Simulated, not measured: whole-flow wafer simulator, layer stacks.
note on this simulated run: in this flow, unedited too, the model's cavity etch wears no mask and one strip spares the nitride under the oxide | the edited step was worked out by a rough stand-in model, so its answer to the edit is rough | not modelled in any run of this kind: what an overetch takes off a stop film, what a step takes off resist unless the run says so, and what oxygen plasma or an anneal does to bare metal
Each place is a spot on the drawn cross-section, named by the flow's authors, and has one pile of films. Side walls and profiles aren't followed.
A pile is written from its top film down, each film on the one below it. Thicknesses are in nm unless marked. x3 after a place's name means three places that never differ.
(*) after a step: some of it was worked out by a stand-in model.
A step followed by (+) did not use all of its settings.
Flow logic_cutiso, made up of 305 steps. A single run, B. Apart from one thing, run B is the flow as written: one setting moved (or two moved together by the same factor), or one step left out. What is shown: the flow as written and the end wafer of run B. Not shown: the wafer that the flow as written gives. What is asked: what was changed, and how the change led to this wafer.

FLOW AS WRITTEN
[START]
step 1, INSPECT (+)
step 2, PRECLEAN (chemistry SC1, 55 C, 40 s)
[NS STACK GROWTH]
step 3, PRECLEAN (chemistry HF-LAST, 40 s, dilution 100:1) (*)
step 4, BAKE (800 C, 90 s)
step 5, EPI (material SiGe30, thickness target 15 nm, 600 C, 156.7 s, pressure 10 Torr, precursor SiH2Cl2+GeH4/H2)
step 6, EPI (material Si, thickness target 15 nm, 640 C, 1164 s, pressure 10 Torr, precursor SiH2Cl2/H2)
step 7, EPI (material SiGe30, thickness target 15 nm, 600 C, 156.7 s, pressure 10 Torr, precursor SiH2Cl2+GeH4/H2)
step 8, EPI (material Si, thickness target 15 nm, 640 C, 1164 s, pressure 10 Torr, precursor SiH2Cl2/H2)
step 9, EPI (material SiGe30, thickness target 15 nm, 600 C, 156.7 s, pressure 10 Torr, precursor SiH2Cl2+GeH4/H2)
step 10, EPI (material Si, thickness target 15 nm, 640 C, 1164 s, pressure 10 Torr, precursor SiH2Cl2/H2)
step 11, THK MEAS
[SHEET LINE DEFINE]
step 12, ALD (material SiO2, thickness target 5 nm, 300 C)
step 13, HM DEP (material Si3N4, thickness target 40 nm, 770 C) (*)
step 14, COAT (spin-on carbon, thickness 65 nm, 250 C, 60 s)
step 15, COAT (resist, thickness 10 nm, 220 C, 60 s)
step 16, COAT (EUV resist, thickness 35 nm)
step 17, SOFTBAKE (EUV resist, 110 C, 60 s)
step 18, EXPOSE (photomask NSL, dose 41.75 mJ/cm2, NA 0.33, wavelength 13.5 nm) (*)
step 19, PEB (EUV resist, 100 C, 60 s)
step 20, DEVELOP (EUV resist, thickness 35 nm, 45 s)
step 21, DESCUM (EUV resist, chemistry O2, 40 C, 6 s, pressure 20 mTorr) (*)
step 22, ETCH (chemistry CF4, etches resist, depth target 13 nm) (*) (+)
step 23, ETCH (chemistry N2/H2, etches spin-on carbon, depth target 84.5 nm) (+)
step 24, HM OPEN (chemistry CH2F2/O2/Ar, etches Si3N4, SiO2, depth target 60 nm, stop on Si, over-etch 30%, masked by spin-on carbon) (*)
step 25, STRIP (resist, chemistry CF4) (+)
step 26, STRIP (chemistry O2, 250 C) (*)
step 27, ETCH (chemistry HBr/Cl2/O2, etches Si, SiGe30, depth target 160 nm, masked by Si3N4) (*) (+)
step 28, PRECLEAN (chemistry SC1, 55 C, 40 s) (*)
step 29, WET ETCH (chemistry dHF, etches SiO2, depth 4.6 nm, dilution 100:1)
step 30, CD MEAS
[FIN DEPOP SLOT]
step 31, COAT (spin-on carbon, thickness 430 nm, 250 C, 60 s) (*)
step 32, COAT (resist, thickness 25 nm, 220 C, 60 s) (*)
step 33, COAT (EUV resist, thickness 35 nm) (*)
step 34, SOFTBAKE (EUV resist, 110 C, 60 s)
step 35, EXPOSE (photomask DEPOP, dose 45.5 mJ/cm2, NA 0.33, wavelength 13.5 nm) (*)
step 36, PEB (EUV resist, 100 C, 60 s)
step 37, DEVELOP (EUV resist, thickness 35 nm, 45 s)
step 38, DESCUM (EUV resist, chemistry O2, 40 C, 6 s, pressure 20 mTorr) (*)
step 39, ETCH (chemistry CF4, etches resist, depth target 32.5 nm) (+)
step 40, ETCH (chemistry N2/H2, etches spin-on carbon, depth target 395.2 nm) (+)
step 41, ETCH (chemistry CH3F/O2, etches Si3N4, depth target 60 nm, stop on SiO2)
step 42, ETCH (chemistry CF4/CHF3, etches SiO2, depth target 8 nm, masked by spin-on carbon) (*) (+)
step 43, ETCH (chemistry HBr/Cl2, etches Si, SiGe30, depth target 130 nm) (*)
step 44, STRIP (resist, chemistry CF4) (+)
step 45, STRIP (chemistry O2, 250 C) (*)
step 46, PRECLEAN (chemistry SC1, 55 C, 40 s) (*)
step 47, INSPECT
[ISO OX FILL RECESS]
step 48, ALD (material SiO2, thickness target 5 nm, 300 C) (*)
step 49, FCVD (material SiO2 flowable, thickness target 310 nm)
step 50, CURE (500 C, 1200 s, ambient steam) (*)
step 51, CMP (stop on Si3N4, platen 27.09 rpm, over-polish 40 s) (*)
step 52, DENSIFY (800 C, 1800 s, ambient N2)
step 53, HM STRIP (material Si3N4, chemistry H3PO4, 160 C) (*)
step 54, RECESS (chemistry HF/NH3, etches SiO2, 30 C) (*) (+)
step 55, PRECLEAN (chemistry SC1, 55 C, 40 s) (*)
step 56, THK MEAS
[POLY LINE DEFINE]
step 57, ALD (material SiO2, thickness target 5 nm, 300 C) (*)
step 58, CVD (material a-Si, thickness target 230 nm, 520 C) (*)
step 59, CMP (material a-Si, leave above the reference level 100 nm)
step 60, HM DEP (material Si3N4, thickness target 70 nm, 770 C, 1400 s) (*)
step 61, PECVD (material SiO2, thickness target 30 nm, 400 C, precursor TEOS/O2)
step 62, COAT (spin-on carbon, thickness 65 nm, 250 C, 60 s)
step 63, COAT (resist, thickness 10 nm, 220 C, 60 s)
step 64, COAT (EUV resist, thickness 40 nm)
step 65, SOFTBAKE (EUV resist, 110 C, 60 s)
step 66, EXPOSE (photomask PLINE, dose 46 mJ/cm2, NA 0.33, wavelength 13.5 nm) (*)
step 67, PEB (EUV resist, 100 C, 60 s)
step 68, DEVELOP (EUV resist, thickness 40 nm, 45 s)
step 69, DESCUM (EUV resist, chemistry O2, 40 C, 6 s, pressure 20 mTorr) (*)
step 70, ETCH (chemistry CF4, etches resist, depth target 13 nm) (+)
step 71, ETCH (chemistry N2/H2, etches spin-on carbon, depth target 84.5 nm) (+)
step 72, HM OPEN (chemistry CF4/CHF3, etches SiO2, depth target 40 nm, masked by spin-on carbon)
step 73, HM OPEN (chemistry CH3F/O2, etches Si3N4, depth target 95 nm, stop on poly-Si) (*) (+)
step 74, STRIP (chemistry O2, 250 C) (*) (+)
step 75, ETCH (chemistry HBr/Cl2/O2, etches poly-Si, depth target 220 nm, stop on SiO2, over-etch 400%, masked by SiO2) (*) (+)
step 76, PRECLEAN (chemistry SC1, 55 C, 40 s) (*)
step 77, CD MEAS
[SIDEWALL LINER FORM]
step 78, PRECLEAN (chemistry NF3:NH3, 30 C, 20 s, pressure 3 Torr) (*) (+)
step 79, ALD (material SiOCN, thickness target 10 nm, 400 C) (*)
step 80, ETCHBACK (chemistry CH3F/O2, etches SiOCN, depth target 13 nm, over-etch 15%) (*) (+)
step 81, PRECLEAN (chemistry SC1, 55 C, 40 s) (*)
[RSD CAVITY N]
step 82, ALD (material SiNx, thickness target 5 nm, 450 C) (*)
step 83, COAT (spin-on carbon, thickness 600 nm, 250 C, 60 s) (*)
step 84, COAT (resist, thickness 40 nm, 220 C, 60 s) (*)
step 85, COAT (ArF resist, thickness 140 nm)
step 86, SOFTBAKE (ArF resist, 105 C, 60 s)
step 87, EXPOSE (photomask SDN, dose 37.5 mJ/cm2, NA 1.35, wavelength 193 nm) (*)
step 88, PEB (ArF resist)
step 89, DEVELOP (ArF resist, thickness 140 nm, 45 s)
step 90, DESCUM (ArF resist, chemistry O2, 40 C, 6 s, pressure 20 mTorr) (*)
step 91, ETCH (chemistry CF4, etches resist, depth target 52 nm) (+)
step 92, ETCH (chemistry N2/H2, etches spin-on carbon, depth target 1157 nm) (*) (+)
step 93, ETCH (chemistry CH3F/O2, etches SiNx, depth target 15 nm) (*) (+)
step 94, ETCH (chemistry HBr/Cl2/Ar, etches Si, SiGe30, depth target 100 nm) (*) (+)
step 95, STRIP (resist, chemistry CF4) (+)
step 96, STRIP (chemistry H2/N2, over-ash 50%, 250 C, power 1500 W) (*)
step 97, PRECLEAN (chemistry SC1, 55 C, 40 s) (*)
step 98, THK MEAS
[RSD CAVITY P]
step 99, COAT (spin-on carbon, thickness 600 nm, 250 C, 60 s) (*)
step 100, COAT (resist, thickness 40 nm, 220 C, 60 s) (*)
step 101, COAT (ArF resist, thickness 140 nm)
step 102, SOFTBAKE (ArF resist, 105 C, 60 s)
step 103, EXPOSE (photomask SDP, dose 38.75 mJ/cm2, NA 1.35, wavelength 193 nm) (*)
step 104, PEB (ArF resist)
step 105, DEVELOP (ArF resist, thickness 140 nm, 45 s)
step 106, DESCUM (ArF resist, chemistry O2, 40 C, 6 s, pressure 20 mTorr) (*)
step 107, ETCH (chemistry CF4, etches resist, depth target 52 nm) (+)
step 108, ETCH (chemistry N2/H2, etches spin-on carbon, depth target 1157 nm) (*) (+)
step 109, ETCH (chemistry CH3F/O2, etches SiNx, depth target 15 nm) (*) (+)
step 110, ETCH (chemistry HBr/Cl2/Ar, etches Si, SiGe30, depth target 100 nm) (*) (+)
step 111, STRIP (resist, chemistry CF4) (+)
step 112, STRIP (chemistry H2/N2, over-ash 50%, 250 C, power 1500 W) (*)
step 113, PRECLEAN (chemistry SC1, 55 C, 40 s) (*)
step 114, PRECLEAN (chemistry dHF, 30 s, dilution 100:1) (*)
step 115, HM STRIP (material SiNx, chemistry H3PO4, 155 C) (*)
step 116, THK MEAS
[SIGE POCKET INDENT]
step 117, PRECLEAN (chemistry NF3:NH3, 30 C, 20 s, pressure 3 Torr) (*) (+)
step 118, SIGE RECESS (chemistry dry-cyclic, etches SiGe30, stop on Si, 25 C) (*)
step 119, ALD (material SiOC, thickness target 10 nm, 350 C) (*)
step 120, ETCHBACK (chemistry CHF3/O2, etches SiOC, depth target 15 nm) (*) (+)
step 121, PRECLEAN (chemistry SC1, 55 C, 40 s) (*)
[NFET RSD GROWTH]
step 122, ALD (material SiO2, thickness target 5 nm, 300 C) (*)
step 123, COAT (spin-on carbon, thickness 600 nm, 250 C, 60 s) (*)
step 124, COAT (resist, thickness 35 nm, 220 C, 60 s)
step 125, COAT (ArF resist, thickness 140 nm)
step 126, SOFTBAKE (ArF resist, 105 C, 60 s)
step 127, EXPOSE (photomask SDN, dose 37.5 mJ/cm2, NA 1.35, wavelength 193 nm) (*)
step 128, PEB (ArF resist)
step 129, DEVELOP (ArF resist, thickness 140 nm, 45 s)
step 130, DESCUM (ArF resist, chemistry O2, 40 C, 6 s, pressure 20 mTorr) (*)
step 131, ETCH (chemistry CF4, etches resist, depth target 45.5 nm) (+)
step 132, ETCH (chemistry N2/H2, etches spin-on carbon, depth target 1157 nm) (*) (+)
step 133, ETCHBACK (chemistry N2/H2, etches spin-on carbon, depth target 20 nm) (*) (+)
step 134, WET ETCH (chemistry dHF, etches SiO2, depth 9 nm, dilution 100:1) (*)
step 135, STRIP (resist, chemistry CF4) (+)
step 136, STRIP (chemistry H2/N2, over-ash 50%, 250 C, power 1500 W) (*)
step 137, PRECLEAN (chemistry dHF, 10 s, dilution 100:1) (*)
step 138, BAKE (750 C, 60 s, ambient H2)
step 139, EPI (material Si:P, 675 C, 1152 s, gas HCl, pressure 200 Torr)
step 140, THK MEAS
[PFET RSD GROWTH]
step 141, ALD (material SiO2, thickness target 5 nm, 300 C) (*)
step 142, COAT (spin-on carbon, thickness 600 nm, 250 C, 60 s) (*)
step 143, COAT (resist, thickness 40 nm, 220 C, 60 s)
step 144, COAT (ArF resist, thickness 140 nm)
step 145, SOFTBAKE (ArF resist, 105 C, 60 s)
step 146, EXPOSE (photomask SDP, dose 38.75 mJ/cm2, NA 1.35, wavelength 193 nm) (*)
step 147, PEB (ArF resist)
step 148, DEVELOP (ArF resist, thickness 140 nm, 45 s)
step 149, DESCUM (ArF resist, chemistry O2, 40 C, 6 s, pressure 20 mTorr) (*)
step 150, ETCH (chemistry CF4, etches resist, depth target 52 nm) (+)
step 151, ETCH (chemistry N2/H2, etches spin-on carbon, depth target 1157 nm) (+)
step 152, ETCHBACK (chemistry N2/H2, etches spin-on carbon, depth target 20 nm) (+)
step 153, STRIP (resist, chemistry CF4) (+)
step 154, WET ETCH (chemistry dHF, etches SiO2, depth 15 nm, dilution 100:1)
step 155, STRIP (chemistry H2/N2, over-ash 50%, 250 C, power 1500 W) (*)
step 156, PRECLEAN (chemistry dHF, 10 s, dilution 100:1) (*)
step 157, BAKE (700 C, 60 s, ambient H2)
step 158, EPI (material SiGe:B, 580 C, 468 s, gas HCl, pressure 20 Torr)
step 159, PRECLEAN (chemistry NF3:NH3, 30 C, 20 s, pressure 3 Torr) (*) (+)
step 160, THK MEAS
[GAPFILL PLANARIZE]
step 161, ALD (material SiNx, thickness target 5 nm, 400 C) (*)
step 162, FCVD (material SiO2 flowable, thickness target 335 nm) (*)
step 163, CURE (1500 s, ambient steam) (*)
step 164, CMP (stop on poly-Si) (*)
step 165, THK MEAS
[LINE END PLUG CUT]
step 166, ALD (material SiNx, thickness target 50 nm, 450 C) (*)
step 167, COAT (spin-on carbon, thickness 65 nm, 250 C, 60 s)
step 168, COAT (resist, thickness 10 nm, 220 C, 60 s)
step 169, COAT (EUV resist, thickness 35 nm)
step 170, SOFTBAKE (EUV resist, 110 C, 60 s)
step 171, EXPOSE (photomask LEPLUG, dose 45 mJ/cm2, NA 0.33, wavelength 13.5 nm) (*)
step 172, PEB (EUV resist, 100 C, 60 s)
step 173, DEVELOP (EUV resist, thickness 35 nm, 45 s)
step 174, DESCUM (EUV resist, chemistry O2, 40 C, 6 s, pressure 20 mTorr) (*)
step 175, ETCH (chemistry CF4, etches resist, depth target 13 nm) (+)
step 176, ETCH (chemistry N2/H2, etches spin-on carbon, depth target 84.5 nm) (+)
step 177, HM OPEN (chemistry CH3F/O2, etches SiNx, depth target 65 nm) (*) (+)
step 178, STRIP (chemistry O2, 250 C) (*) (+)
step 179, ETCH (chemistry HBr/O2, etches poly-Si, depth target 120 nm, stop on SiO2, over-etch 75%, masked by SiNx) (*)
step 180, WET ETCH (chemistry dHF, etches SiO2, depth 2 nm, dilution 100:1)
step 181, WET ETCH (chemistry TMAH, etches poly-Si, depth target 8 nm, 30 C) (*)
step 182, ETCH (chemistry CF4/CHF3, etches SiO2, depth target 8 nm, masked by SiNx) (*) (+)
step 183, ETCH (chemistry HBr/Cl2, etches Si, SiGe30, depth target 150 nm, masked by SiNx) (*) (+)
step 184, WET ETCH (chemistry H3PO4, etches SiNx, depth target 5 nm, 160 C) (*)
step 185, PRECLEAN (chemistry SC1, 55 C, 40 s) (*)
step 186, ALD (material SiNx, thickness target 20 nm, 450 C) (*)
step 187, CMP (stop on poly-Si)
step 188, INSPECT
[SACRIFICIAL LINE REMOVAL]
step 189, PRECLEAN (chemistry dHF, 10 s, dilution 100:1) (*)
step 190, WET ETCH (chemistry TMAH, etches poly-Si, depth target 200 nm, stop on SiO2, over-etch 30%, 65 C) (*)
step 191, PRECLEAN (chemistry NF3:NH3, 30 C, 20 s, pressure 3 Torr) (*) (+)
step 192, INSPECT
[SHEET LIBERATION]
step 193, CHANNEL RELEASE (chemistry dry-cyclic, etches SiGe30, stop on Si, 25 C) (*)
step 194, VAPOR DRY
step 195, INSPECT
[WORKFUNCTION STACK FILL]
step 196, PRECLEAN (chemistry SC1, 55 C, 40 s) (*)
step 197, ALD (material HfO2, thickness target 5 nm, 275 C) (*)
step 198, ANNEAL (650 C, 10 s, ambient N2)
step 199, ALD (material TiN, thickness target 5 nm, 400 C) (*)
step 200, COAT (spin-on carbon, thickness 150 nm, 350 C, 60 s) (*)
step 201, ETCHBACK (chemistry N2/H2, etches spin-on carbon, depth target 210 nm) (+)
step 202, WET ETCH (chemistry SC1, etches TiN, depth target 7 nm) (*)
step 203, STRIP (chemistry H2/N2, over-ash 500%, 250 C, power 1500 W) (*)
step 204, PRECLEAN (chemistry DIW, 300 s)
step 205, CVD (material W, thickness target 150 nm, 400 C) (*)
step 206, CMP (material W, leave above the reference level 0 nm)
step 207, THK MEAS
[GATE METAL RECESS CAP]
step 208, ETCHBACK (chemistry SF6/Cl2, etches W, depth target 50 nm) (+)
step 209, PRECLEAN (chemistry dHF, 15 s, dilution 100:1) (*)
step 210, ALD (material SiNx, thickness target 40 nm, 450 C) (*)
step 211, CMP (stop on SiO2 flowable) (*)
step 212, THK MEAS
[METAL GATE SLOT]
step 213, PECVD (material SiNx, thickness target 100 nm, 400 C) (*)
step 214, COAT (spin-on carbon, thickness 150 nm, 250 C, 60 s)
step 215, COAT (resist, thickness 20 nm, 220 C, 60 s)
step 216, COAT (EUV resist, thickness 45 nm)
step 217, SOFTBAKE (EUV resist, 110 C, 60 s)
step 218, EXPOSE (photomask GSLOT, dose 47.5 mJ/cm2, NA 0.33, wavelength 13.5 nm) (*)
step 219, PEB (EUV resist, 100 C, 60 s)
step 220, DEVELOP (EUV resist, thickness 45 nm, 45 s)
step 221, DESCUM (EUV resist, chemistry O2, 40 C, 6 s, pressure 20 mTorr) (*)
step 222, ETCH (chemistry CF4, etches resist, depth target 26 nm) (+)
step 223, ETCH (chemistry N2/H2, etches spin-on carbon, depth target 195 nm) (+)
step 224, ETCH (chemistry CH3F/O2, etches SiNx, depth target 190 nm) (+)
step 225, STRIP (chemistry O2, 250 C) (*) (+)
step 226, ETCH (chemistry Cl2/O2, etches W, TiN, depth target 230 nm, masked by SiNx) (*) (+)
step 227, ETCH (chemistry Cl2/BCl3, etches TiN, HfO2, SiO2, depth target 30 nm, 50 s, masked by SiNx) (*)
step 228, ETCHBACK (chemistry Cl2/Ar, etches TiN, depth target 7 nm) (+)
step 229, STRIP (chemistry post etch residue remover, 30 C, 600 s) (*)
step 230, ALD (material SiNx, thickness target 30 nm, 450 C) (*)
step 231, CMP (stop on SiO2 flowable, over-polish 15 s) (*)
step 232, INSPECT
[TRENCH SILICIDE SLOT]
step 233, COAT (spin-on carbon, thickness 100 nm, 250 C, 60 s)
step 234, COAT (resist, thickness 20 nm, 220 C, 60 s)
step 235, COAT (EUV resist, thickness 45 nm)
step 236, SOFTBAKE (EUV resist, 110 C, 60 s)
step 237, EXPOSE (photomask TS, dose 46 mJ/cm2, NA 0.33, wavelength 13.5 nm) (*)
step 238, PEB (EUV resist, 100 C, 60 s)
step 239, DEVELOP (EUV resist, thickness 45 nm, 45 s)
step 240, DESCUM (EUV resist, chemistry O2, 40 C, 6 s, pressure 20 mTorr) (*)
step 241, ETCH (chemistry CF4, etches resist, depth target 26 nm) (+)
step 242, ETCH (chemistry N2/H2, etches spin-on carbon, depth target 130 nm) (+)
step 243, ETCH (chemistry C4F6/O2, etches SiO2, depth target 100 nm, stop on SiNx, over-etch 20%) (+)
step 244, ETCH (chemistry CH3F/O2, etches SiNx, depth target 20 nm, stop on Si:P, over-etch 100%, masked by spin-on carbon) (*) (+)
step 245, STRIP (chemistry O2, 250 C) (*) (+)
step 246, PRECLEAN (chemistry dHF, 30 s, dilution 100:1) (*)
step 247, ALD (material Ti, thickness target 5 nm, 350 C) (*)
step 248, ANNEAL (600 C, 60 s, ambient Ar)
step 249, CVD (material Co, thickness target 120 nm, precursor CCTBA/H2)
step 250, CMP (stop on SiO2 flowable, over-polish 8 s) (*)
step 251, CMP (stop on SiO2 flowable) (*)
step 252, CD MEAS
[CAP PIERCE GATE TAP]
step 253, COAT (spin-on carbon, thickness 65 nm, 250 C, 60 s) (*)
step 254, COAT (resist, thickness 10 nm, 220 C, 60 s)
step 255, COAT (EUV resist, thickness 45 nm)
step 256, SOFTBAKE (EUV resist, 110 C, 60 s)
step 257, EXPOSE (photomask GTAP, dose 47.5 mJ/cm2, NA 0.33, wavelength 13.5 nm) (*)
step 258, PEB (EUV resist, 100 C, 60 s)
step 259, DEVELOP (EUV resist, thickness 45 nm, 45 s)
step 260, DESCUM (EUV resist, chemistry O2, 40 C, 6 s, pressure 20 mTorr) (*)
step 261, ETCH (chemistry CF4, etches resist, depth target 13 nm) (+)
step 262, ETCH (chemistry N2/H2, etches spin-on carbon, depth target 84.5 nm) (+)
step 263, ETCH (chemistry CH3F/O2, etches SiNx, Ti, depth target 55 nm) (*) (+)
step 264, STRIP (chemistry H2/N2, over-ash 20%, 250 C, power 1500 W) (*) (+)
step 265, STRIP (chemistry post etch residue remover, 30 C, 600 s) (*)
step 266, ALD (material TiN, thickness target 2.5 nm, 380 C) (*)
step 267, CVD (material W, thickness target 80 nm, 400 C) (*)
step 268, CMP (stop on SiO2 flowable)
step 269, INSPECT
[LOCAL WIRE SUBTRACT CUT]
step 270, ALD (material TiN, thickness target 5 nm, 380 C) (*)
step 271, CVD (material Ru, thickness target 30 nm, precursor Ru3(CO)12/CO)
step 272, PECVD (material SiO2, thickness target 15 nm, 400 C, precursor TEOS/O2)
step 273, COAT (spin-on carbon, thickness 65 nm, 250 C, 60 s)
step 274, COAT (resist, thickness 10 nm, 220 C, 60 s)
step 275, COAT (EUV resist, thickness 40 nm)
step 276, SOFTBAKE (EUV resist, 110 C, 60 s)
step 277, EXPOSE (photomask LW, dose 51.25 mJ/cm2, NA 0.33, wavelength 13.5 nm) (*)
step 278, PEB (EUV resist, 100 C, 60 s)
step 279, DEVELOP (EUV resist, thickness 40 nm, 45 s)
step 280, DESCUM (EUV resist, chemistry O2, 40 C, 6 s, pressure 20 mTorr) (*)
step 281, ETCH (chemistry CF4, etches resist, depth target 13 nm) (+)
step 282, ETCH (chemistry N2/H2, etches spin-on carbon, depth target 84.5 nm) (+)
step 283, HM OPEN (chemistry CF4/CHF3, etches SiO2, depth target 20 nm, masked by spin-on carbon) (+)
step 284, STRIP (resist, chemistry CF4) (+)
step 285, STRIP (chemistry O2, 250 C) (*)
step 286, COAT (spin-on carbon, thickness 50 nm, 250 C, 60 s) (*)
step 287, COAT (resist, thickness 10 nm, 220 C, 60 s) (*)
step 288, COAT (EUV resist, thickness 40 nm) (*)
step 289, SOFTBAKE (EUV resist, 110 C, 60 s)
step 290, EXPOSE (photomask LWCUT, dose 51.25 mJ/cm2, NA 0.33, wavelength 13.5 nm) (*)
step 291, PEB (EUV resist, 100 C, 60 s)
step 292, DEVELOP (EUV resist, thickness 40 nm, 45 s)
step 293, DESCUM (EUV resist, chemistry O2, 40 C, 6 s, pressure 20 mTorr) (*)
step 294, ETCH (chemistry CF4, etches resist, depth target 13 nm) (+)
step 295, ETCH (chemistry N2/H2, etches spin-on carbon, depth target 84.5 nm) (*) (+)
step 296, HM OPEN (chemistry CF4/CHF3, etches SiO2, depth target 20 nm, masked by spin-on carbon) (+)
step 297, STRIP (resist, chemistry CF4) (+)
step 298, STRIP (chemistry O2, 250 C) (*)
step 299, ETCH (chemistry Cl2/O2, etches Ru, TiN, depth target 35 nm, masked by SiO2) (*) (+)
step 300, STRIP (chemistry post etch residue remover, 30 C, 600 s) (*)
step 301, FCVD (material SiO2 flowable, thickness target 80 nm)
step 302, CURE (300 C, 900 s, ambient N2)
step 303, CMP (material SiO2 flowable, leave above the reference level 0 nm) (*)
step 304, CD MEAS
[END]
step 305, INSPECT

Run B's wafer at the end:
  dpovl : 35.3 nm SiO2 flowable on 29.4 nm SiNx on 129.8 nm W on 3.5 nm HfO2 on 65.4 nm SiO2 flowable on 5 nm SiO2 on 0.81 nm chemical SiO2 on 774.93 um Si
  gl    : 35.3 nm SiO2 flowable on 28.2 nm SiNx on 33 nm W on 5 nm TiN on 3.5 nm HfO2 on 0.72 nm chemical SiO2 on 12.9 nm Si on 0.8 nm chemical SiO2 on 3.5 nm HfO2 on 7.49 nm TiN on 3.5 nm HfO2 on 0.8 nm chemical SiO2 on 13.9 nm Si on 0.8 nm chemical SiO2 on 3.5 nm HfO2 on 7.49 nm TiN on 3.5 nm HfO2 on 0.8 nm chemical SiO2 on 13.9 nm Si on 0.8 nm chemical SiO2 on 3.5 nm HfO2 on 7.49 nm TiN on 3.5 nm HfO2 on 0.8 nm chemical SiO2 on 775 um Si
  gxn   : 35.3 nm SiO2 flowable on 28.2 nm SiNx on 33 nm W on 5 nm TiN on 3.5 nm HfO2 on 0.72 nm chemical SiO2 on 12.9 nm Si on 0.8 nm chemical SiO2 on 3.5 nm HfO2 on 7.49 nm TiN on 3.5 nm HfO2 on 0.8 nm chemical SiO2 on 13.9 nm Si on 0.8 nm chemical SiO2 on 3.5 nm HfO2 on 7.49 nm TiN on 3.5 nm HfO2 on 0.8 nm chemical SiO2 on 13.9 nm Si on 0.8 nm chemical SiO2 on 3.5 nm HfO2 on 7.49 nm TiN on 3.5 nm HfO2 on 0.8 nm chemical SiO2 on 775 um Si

What caused this: step 197, ALD: thickness target 3.5 nm was run, though the flow has thickness target 5 nm.
The wafer itself shows it: dpovl has HfO2 3.5, and step 197 as written asks for 5 nm.

How this came from the change, step by step:
  step 197, ALD (material HfO2, thickness target 5 nm, 275 C) (*)
      depop, dpovl, gfld and 12 more: HfO2 gains 3.5 (new film) (it would be, as written: HfO2 gains 5 (new film))
      gl, glp, gxn, gxp, ns, tap: HfO2 gains 3.5 (new film), HfO2 gains 3.5 (new film), cavity loses 7, HfO2 gains 3.5 (new film), HfO2 gains 3.5 (new film), cavity loses 7, HfO2 gains 3.5 (new film), HfO2 gains 3.5 (new film), cavity loses 7, HfO2 gains 3.5 (new film) (it would be, as written: HfO2 gains 5 (new film), HfO2 gains 5 (new film), cavity loses 10, HfO2 gains 5 (new film), HfO2 gains 5 (new film), cavity loses 10, HfO2 gains 5 (new film), HfO2 gains 5 (new film), cavity loses 10, HfO2 gains 5 (new film))
      (and at 1 other place as well)
  step 199, ALD (material TiN, thickness target 5 nm, 400 C) (*)
      gl, glp, tap: TiN gains 5 (new film), TiN gains 7.49 (new film), cavity loses 7.49 (all of it), TiN gains 7.49 (new film), cavity loses 7.49 (all of it), TiN gains 7.49 (new film), cavity loses 7.49 (all of it) (it would be, as written: TiN gains 5.26 (new film), TiN gains 4.49 (new film), cavity loses 4.49 (all of it), TiN gains 4.49 (new film), cavity loses 4.49 (all of it), TiN gains 4.49 (new film), cavity loses 4.49 (all of it))
      gxn, gxp, ns: TiN gains 5 (new film), TiN gains 7.49 (new film), cavity loses 7.49 (all of it), TiN gains 7.49 (new film), cavity loses 7.49 (all of it), TiN gains 7.49 (new film), cavity loses 7.49 (all of it) (it would be, as written: TiN gains 5 (new film), TiN gains 4.49 (new film), cavity loses 4.49 (all of it), TiN gains 4.49 (new film), cavity loses 4.49 (all of it), TiN gains 4.49 (new film), cavity loses 4.49 (all of it))
      (and at 1 other place as well)
  step 200, COAT (spin-on carbon, thickness 150 nm, 350 C, 60 s) (*)
      rsdn, rsdw: spin-on carbon gains 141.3 (new film) (it would be, as written: spin-on carbon gains 145.8 (new film))
      rsdp, rsdx: spin-on carbon gains 141 (new film) (it would be, as written: spin-on carbon gains 145.6 (new film))
      (and at 7 other places as well)
  step 201, ETCHBACK (chemistry N2/H2, etches spin-on carbon, depth target 210 nm) (+)
      rsdn, rsdw: spin-on carbon loses 141.3 (all of it) (it would be, as written: spin-on carbon loses 145.8 (all of it))
      rsdp, rsdx: spin-on carbon loses 141 (all of it) (it would be, as written: spin-on carbon loses 145.6 (all of it))
      (and at 7 other places as well)
  step 203, STRIP (chemistry H2/N2, over-ash 500%, 250 C, power 1500 W) (*)
      gl, glp: spin-on carbon loses 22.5 (all of it) (it would be, as written: spin-on carbon loses 26.7 (all of it))
      gxn, gxp: spin-on carbon loses 22.1 (all of it) (it would be, as written: spin-on carbon loses 26.8 (all of it))
      (and at 3 other places as well)
  step 206, CMP (material W, leave above the reference level 0 nm)
      lnr, lnri, lnrp, lnrt: W loses 150 (all of it), HfO2 loses 3.5 (all of it), SiOCN loses 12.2 (it would be, as written: W loses 150 (all of it), HfO2 loses 5 (all of it), SiOCN loses 12.2)
      rsdn, rsdp, rsdw, rsdx: W loses 162.2 (all of it), HfO2 loses 3.5 (all of it) (it would be, as written: W loses 162.2 (all of it), HfO2 loses 5 (all of it))
      (and at 2 other places as well)
  step 227, ETCH (chemistry Cl2/BCl3, etches TiN, HfO2, SiO2, depth target 30 nm, 50 s, masked by SiNx) (*)
      gfld: HfO2 loses 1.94 (all of it), SiO2 flowable loses 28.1 (it would be, as written: HfO2 loses 3.46 (all of it), SiO2 flowable loses 26.5)
